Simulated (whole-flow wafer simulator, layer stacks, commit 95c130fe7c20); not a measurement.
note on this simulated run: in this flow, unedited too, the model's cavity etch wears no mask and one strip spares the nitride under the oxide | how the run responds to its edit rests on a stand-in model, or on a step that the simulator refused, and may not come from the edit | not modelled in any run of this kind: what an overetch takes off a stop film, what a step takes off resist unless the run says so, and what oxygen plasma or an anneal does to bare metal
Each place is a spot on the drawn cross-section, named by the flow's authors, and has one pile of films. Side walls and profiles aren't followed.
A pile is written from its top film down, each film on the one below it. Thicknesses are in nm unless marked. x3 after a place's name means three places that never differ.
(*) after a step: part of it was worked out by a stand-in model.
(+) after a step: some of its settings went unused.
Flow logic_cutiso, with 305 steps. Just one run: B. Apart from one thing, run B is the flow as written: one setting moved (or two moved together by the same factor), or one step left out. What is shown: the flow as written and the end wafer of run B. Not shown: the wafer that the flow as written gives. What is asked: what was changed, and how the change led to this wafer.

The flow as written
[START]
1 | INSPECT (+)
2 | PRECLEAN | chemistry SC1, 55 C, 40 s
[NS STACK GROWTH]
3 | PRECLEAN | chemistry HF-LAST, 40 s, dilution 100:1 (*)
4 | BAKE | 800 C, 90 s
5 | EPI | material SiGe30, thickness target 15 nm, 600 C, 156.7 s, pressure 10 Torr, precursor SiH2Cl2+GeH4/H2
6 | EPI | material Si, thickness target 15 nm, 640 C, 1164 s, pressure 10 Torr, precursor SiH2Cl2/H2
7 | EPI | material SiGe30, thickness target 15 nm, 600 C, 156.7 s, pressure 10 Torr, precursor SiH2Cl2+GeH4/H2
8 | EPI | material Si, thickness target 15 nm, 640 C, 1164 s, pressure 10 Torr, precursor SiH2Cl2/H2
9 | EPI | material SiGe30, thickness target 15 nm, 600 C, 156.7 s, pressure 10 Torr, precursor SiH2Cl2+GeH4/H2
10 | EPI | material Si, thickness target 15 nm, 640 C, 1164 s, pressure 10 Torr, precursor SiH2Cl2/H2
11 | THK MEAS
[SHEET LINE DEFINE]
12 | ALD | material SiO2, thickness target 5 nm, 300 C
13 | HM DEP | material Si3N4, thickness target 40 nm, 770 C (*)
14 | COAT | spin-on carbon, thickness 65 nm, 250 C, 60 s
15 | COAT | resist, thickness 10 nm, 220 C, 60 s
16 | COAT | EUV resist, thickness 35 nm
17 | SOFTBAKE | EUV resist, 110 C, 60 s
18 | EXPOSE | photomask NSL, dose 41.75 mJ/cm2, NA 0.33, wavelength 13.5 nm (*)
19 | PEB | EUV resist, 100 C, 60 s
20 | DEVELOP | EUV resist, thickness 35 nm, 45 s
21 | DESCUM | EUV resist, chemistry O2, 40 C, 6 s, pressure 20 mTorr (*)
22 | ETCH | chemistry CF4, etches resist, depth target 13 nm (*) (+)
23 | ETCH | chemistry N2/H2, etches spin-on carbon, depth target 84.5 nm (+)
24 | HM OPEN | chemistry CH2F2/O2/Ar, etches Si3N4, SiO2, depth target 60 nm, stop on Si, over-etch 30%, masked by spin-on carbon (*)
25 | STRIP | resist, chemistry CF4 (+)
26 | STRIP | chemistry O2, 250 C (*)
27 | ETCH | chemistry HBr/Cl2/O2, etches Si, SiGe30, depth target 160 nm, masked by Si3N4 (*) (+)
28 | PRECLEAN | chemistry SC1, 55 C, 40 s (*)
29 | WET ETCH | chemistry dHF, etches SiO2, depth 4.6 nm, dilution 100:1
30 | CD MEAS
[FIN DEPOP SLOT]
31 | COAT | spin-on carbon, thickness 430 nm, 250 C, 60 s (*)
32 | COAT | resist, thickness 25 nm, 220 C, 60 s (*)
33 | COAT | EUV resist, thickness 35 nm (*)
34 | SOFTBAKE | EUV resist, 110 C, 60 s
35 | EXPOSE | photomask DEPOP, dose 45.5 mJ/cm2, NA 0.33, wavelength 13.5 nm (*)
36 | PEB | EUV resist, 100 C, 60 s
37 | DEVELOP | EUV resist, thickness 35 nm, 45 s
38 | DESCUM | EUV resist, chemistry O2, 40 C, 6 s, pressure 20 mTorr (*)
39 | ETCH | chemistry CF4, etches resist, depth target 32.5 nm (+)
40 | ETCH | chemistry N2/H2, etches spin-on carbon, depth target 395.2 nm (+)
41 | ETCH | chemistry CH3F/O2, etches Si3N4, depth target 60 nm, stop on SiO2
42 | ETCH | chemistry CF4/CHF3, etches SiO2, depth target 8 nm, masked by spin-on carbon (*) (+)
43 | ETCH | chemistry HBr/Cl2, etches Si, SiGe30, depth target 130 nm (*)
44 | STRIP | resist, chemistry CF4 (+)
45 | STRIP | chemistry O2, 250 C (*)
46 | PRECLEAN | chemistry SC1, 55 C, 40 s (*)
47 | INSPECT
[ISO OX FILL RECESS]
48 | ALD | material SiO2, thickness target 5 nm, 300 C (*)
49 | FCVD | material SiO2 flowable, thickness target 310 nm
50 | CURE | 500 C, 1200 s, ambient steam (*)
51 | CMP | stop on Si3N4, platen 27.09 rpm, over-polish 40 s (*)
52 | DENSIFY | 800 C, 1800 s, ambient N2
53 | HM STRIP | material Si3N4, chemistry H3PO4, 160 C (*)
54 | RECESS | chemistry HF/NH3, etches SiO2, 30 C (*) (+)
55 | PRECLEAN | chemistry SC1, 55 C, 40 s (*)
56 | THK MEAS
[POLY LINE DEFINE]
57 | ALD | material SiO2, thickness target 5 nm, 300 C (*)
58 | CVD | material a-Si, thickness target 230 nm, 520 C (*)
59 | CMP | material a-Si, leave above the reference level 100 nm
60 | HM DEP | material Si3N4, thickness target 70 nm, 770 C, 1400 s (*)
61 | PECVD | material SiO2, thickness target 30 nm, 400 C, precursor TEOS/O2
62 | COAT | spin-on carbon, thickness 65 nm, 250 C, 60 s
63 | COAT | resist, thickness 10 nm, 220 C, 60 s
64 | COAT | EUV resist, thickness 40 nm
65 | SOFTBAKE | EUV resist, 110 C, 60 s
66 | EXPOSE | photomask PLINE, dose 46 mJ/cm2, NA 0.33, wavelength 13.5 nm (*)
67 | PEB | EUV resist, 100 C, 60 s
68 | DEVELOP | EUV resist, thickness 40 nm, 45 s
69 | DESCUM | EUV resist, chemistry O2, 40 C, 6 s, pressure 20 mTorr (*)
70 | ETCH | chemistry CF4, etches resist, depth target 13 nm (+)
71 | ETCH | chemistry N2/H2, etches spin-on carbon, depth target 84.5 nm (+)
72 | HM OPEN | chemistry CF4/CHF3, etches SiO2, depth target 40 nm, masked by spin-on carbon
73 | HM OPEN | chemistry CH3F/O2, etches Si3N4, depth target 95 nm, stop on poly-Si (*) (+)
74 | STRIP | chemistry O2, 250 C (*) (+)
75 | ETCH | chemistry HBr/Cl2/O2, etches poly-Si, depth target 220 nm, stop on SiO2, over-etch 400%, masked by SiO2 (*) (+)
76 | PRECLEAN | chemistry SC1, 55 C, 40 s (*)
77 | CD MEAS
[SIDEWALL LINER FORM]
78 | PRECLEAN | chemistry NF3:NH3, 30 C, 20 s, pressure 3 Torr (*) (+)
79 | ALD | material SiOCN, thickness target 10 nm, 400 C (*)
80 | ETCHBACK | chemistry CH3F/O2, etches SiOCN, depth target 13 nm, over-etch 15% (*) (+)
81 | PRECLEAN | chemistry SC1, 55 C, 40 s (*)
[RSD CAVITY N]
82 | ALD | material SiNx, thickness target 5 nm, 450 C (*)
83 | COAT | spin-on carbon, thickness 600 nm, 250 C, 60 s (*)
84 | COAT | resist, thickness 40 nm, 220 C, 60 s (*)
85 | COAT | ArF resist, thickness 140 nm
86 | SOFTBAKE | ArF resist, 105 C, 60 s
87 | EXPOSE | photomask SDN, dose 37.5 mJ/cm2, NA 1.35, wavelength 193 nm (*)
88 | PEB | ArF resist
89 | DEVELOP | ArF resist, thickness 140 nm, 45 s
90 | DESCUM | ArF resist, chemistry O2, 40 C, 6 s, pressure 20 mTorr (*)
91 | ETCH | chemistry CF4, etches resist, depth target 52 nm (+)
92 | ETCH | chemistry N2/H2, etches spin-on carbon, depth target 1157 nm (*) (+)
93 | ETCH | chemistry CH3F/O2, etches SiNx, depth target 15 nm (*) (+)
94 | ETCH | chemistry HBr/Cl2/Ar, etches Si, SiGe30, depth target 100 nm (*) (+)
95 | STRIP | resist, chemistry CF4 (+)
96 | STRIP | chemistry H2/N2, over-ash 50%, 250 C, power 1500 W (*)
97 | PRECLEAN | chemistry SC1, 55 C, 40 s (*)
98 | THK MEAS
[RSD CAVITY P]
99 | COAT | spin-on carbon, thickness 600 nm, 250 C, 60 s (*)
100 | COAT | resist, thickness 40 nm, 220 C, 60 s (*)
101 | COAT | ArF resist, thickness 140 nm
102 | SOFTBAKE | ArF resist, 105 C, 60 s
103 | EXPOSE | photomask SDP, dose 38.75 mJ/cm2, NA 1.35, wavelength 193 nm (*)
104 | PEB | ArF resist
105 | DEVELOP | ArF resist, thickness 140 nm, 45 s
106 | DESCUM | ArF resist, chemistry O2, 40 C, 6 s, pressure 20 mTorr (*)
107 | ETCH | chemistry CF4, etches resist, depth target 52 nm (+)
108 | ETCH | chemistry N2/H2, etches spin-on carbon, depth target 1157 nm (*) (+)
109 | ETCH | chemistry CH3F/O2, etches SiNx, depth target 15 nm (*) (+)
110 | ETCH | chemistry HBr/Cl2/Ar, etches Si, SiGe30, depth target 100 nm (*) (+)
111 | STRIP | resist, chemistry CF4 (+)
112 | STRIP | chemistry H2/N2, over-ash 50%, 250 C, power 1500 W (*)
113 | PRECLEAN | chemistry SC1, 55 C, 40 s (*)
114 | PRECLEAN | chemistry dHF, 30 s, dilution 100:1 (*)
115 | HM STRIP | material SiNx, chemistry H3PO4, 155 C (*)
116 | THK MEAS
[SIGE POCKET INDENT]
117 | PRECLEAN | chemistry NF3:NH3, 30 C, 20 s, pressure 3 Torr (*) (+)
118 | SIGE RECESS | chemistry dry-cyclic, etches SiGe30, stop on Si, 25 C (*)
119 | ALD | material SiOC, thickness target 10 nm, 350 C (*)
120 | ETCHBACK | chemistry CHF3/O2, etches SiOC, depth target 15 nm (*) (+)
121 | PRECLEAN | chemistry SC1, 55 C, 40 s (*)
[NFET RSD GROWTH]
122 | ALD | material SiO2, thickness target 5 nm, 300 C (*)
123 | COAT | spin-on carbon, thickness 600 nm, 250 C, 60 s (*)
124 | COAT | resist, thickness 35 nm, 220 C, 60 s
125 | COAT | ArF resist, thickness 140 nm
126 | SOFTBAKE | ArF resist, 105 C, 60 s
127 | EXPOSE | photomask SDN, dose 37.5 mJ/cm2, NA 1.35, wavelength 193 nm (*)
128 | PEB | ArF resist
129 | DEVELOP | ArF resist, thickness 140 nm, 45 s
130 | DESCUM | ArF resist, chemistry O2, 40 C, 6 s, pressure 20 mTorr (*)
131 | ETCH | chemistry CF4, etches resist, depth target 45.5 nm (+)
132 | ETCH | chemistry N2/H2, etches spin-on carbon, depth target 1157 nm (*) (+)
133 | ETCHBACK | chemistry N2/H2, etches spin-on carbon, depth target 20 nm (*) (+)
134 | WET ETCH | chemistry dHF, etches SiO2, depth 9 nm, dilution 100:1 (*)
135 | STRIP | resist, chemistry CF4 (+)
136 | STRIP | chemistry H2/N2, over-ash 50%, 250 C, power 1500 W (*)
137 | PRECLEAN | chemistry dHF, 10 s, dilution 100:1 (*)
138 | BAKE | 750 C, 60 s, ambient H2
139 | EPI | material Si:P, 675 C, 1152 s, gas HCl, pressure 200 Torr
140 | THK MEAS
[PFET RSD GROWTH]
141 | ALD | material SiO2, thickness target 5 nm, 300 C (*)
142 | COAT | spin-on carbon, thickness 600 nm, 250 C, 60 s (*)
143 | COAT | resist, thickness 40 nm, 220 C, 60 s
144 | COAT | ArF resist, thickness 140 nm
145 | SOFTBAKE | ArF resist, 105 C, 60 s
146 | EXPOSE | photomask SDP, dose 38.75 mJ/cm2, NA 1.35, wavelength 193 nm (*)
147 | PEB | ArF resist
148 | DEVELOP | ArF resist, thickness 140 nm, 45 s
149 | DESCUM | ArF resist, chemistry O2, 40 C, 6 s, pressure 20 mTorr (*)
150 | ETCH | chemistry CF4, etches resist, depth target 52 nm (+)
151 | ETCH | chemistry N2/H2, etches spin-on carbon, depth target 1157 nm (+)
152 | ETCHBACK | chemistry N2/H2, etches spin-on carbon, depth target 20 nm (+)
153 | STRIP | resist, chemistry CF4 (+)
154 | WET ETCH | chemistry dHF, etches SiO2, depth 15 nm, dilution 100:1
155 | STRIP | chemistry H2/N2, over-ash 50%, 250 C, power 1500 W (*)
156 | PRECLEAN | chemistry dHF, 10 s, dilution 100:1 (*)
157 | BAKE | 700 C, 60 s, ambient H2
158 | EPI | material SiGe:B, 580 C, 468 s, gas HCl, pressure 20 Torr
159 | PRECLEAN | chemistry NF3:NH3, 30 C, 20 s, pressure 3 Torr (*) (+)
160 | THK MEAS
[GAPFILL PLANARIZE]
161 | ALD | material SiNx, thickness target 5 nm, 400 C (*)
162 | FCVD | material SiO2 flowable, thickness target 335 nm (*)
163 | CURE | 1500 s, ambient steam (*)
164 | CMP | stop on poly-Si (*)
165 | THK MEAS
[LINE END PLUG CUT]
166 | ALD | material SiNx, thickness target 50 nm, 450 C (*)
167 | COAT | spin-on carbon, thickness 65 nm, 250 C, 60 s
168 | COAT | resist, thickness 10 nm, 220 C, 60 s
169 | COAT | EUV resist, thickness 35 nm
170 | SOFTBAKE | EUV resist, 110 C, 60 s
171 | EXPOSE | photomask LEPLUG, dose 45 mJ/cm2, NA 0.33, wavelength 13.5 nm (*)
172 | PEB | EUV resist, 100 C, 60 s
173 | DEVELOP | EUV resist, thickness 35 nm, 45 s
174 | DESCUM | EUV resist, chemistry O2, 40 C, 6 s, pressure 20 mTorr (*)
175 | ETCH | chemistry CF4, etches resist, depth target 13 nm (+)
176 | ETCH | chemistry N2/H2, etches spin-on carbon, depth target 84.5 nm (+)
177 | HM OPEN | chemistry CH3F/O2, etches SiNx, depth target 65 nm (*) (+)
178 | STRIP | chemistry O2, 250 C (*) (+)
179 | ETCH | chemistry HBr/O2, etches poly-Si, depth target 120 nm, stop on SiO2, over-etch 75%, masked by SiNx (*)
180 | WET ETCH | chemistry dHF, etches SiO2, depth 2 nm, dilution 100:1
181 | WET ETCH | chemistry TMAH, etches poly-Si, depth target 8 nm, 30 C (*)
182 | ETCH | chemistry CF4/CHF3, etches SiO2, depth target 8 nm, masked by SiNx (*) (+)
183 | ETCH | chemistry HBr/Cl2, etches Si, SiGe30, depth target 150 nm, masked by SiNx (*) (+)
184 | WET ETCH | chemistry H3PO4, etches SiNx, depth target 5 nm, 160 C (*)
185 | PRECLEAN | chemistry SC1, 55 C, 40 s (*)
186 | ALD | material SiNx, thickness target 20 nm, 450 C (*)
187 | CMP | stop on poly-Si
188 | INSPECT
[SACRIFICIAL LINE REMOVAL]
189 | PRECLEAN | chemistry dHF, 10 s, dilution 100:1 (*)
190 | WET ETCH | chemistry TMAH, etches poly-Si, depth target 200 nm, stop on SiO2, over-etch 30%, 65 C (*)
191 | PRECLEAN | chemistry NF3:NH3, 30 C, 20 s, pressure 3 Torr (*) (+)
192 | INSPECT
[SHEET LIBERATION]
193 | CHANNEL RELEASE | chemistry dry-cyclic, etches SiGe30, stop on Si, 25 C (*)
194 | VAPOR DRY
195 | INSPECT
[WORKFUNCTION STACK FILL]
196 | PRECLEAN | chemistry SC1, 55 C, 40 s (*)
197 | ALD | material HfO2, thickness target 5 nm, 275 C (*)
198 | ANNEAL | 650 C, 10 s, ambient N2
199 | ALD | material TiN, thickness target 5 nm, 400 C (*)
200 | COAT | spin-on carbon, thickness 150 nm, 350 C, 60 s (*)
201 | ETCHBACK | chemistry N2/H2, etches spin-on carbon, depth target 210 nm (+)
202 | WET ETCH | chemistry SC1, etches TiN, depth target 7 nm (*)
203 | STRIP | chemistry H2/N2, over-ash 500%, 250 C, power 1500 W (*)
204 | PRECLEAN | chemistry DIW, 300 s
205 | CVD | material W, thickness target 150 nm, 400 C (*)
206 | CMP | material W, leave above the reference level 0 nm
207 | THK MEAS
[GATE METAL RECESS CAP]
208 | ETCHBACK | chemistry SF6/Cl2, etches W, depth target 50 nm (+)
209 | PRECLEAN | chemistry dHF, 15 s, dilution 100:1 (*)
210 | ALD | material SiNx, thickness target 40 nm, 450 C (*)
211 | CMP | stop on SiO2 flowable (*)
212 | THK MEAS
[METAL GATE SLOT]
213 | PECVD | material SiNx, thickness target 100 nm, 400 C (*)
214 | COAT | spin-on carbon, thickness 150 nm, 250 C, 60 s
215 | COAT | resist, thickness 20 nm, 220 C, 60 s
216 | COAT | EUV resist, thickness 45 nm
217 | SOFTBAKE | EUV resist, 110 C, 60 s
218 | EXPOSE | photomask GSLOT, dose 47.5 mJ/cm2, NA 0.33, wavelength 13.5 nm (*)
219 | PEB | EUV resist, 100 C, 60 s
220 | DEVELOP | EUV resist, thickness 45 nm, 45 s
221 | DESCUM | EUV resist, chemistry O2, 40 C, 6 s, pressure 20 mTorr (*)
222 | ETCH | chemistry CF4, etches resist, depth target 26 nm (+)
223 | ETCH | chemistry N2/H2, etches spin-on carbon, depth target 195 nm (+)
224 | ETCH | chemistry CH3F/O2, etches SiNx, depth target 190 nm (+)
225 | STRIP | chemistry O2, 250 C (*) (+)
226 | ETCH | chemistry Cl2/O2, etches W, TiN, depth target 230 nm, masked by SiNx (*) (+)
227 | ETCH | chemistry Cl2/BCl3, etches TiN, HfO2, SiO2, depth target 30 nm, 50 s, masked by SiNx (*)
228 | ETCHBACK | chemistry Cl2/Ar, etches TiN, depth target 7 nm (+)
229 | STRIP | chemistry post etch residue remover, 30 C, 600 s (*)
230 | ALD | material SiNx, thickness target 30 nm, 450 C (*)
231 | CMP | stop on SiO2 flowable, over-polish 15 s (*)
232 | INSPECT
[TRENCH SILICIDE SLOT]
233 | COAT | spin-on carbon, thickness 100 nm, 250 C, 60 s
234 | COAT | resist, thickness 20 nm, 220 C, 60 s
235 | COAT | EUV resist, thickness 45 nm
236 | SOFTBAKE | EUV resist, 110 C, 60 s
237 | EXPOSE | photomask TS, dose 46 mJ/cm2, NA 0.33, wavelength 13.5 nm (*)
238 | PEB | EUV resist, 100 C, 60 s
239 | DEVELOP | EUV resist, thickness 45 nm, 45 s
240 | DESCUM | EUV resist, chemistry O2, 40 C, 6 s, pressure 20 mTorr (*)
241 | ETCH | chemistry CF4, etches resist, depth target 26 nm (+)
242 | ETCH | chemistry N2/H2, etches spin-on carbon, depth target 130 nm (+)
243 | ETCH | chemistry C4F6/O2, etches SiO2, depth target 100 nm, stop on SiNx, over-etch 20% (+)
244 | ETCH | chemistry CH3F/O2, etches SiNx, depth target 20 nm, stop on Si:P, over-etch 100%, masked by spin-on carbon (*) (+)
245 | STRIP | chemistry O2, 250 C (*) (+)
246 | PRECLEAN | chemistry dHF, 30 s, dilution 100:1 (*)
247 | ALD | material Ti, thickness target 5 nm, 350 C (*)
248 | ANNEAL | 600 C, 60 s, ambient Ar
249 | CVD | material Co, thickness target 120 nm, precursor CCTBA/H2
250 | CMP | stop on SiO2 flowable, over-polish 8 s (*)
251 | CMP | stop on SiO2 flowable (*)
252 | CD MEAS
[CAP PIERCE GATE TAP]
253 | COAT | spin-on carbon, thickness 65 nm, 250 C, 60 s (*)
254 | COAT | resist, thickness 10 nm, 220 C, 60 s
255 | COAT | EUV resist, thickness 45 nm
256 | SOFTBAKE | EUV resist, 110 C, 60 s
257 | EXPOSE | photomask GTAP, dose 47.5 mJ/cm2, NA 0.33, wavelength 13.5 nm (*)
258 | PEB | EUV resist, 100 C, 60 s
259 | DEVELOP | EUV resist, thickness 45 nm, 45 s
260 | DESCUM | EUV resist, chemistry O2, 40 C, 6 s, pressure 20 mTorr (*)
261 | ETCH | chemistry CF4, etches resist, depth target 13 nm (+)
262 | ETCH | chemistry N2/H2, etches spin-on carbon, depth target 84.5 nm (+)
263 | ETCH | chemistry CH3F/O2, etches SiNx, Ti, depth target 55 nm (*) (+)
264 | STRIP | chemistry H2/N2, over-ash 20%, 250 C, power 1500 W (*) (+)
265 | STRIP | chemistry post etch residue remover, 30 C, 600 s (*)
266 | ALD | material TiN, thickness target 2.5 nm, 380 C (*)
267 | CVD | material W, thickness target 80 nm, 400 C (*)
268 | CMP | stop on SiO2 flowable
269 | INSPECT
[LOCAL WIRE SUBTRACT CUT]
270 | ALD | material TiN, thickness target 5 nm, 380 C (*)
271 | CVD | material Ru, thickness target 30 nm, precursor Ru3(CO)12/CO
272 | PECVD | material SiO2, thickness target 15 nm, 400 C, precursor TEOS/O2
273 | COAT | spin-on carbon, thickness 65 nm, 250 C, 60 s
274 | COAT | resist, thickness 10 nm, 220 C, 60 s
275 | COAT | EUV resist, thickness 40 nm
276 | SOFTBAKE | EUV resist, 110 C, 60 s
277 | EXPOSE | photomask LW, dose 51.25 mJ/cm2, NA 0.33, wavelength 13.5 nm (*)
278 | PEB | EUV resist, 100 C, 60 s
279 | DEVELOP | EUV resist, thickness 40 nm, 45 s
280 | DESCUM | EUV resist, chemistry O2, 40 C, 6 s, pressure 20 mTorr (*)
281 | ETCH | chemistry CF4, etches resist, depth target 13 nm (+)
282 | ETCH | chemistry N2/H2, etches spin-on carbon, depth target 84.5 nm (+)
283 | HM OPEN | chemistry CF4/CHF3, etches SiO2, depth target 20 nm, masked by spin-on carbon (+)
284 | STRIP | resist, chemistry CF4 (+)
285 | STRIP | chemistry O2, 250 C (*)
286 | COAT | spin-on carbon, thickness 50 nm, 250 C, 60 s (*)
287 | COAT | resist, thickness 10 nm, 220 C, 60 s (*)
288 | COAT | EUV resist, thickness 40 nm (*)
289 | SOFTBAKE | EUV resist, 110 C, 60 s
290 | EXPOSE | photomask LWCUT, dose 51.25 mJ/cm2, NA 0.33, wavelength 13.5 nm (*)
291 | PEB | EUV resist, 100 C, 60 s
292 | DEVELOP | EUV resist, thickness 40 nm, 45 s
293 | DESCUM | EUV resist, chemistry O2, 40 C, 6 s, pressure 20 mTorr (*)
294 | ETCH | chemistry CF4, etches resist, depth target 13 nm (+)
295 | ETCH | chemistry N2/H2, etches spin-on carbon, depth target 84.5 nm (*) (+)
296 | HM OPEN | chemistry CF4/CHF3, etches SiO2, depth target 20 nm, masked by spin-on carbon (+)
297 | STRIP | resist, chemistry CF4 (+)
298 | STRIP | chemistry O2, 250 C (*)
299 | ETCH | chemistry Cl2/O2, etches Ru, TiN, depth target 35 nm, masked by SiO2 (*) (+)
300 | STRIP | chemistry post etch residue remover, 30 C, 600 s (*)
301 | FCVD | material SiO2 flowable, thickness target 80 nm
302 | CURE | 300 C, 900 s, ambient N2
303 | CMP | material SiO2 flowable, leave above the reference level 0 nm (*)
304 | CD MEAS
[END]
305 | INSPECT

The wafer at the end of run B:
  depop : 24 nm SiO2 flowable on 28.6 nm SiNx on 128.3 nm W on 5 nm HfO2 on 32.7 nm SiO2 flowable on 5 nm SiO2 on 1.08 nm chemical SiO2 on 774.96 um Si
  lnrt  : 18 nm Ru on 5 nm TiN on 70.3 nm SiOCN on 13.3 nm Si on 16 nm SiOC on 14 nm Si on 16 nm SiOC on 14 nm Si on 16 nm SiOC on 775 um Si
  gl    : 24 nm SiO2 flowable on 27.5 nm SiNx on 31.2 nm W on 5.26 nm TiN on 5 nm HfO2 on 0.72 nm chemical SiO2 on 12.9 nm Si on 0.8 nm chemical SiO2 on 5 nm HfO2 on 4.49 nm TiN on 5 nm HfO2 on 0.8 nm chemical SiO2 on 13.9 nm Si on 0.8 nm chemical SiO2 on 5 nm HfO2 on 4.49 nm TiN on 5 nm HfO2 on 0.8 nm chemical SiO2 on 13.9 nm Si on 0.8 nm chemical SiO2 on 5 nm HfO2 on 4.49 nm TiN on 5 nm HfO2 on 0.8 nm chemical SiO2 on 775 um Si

Cause: step 271, CVD: thickness target 18 nm was run, whereas the flow has thickness target 30 nm.
The wafer lets one read it off: lnrt has Ru 18, and step 271 as written asks for 30 nm.

The path from the change to this, step by step:
  271 | CVD | material Ru, thickness target 30 nm, precursor Ru3(CO)12/CO
      depop, dpovl, gfld and 19 more: +18 Ru (new film) (as written it would have been: +30 Ru (new film))
  299 | ETCH | chemistry Cl2/O2, etches Ru, TiN, depth target 35 nm, masked by SiO2 (*) (+)
      depop, dpovl, gfld and 9 more: -17.6 Ru (all of it), -5 TiN (all of it), -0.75 SiNx (as written it would have been: -29.6 Ru (all of it), -5 TiN (all of it))
      iso, rsdx: -17.6 Ru (all of it), -5 TiN (all of it), -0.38 SiO2 flowable (as written it would have been: -29.6 Ru (all of it), -5 TiN (all of it))
      (also at 4 further places)
  301 | FCVD | material SiO2 flowable, thickness target 80 nm
      gfld, gl, glp, gxf, gxn, gxp, plug: +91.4 SiO2 flowable (new film) (as written it would have been: +94.4 SiO2 flowable (new film))
      lnrt, rsdn, rsdp, tap: +53.5 SiO2 flowable (new film) (as written it would have been: +45.3 SiO2 flowable (new film))
      (also at 6 further places)
  303 | CMP | material SiO2 flowable, leave above the reference level 0 nm (*)
      gfld, gl, glp and 10 more: -67.3 SiO2 flowable (as written it would have been: -59.2 SiO2 flowable)
      depop, dpovl, isow, ns, nsgap: -56 SiO2 flowable (as written it would have been: -44.7 SiO2 flowable)
      (also at 4 further places)
